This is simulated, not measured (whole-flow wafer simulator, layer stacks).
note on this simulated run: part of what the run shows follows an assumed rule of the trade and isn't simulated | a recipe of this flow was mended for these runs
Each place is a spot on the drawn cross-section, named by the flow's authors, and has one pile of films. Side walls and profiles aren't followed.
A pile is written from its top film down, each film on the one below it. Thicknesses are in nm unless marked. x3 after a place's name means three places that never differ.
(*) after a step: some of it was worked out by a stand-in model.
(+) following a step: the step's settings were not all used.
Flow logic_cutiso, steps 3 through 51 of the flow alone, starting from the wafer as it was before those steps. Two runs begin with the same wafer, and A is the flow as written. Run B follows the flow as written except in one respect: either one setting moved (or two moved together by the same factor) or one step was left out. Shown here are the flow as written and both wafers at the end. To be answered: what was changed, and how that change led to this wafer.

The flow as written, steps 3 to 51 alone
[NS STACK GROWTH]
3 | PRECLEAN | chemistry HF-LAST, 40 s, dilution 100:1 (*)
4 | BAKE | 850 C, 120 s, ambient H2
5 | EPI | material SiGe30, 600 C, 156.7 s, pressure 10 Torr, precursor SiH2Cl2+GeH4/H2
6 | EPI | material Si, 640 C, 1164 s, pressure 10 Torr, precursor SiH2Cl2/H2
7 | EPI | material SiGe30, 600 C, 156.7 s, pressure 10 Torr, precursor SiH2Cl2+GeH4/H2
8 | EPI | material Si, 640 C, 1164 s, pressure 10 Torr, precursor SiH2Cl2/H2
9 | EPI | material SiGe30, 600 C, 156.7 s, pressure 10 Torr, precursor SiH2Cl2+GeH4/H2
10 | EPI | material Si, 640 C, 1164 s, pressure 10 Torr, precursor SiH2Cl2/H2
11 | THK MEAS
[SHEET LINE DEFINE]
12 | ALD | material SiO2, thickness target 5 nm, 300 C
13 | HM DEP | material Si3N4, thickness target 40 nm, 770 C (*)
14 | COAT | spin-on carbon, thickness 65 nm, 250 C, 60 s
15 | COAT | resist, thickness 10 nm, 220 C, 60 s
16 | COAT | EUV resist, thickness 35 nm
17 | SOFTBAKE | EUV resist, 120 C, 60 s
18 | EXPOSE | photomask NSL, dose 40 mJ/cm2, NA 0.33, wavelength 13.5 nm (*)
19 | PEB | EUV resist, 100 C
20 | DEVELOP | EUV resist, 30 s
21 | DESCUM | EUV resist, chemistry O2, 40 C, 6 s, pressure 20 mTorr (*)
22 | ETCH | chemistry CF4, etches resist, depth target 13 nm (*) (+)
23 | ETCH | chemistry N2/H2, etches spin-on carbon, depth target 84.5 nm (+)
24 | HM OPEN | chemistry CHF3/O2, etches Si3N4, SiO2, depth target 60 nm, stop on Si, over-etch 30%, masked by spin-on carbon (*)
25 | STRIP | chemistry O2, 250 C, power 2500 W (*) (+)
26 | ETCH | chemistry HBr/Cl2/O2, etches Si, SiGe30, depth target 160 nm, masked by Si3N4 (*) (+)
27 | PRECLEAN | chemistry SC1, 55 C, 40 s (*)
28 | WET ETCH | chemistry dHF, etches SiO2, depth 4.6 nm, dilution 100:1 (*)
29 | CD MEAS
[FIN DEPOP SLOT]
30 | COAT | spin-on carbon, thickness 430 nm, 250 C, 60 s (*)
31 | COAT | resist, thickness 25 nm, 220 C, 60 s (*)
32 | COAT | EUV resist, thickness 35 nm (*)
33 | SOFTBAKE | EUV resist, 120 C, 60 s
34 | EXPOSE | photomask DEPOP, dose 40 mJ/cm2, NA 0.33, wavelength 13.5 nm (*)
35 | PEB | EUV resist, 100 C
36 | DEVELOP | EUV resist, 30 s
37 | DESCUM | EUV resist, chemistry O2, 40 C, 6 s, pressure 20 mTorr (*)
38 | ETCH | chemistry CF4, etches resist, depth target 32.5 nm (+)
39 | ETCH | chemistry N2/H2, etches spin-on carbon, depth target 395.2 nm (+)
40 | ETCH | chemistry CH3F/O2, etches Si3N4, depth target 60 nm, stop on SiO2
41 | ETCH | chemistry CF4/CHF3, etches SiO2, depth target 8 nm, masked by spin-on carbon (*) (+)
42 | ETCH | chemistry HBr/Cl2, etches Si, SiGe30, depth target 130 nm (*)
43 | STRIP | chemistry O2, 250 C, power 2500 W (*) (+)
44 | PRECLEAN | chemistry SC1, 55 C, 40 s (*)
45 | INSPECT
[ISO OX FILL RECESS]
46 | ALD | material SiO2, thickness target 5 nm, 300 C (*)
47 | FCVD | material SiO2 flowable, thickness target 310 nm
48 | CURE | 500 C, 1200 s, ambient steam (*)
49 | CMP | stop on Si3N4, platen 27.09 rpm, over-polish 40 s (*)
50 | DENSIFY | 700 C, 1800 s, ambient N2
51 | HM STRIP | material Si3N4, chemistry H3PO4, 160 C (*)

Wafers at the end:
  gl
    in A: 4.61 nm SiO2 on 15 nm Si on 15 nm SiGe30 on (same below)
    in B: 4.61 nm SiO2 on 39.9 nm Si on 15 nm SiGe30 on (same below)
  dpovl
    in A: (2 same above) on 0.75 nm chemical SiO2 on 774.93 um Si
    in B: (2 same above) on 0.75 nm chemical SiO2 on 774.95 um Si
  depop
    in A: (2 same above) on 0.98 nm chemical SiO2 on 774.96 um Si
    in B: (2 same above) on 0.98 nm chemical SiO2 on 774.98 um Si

The reason: step 10, EPI: 663 C was run, though the flow has 640 C.

Step by step, how the change led to this:
  10 | EPI | material Si, 640 C, 1164 s, pressure 10 Torr, precursor SiH2Cl2/H2
      depop, dpovl, gfld and 19 more: A +15 Si (new film) | B +39.9 Si (new film)
  26 | ETCH | chemistry HBr/Cl2/O2, etches Si, SiGe30, depth target 160 nm, masked by Si3N4 (*) (+)
      dpovl, gfld, gxf, iso, isow, lnri, nsgap: A -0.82 chemical SiO2 (all of it), -12 Si (all of it), -15 SiGe30 (all of it), -15 Si (all of it), -15 SiGe30 (all of it), -15 Si (all of it), -15 SiGe30 (all of it), -73 Si | B -0.82 chemical SiO2 (all of it), -36.8 Si (all of it), -15 SiGe30 (all of it), -15 Si (all of it), -15 SiGe30 (all of it), -15 Si (all of it), -15 SiGe30 (all of it), -48.1 Si
  42 | ETCH | chemistry HBr/Cl2, etches Si, SiGe30, depth target 130 nm (*)
      depop: A -13.8 Si (all of it), -15 SiGe30 (all of it), -15 Si (all of it), -15 SiGe30 (all of it), -15 Si (all of it), -15 SiGe30 (all of it), -41.2 Si | B -38.6 Si (all of it), -15 SiGe30 (all of it), -15 Si (all of it), -15 SiGe30 (all of it), -15 Si (all of it), -15 SiGe30 (all of it), -16.3 Si
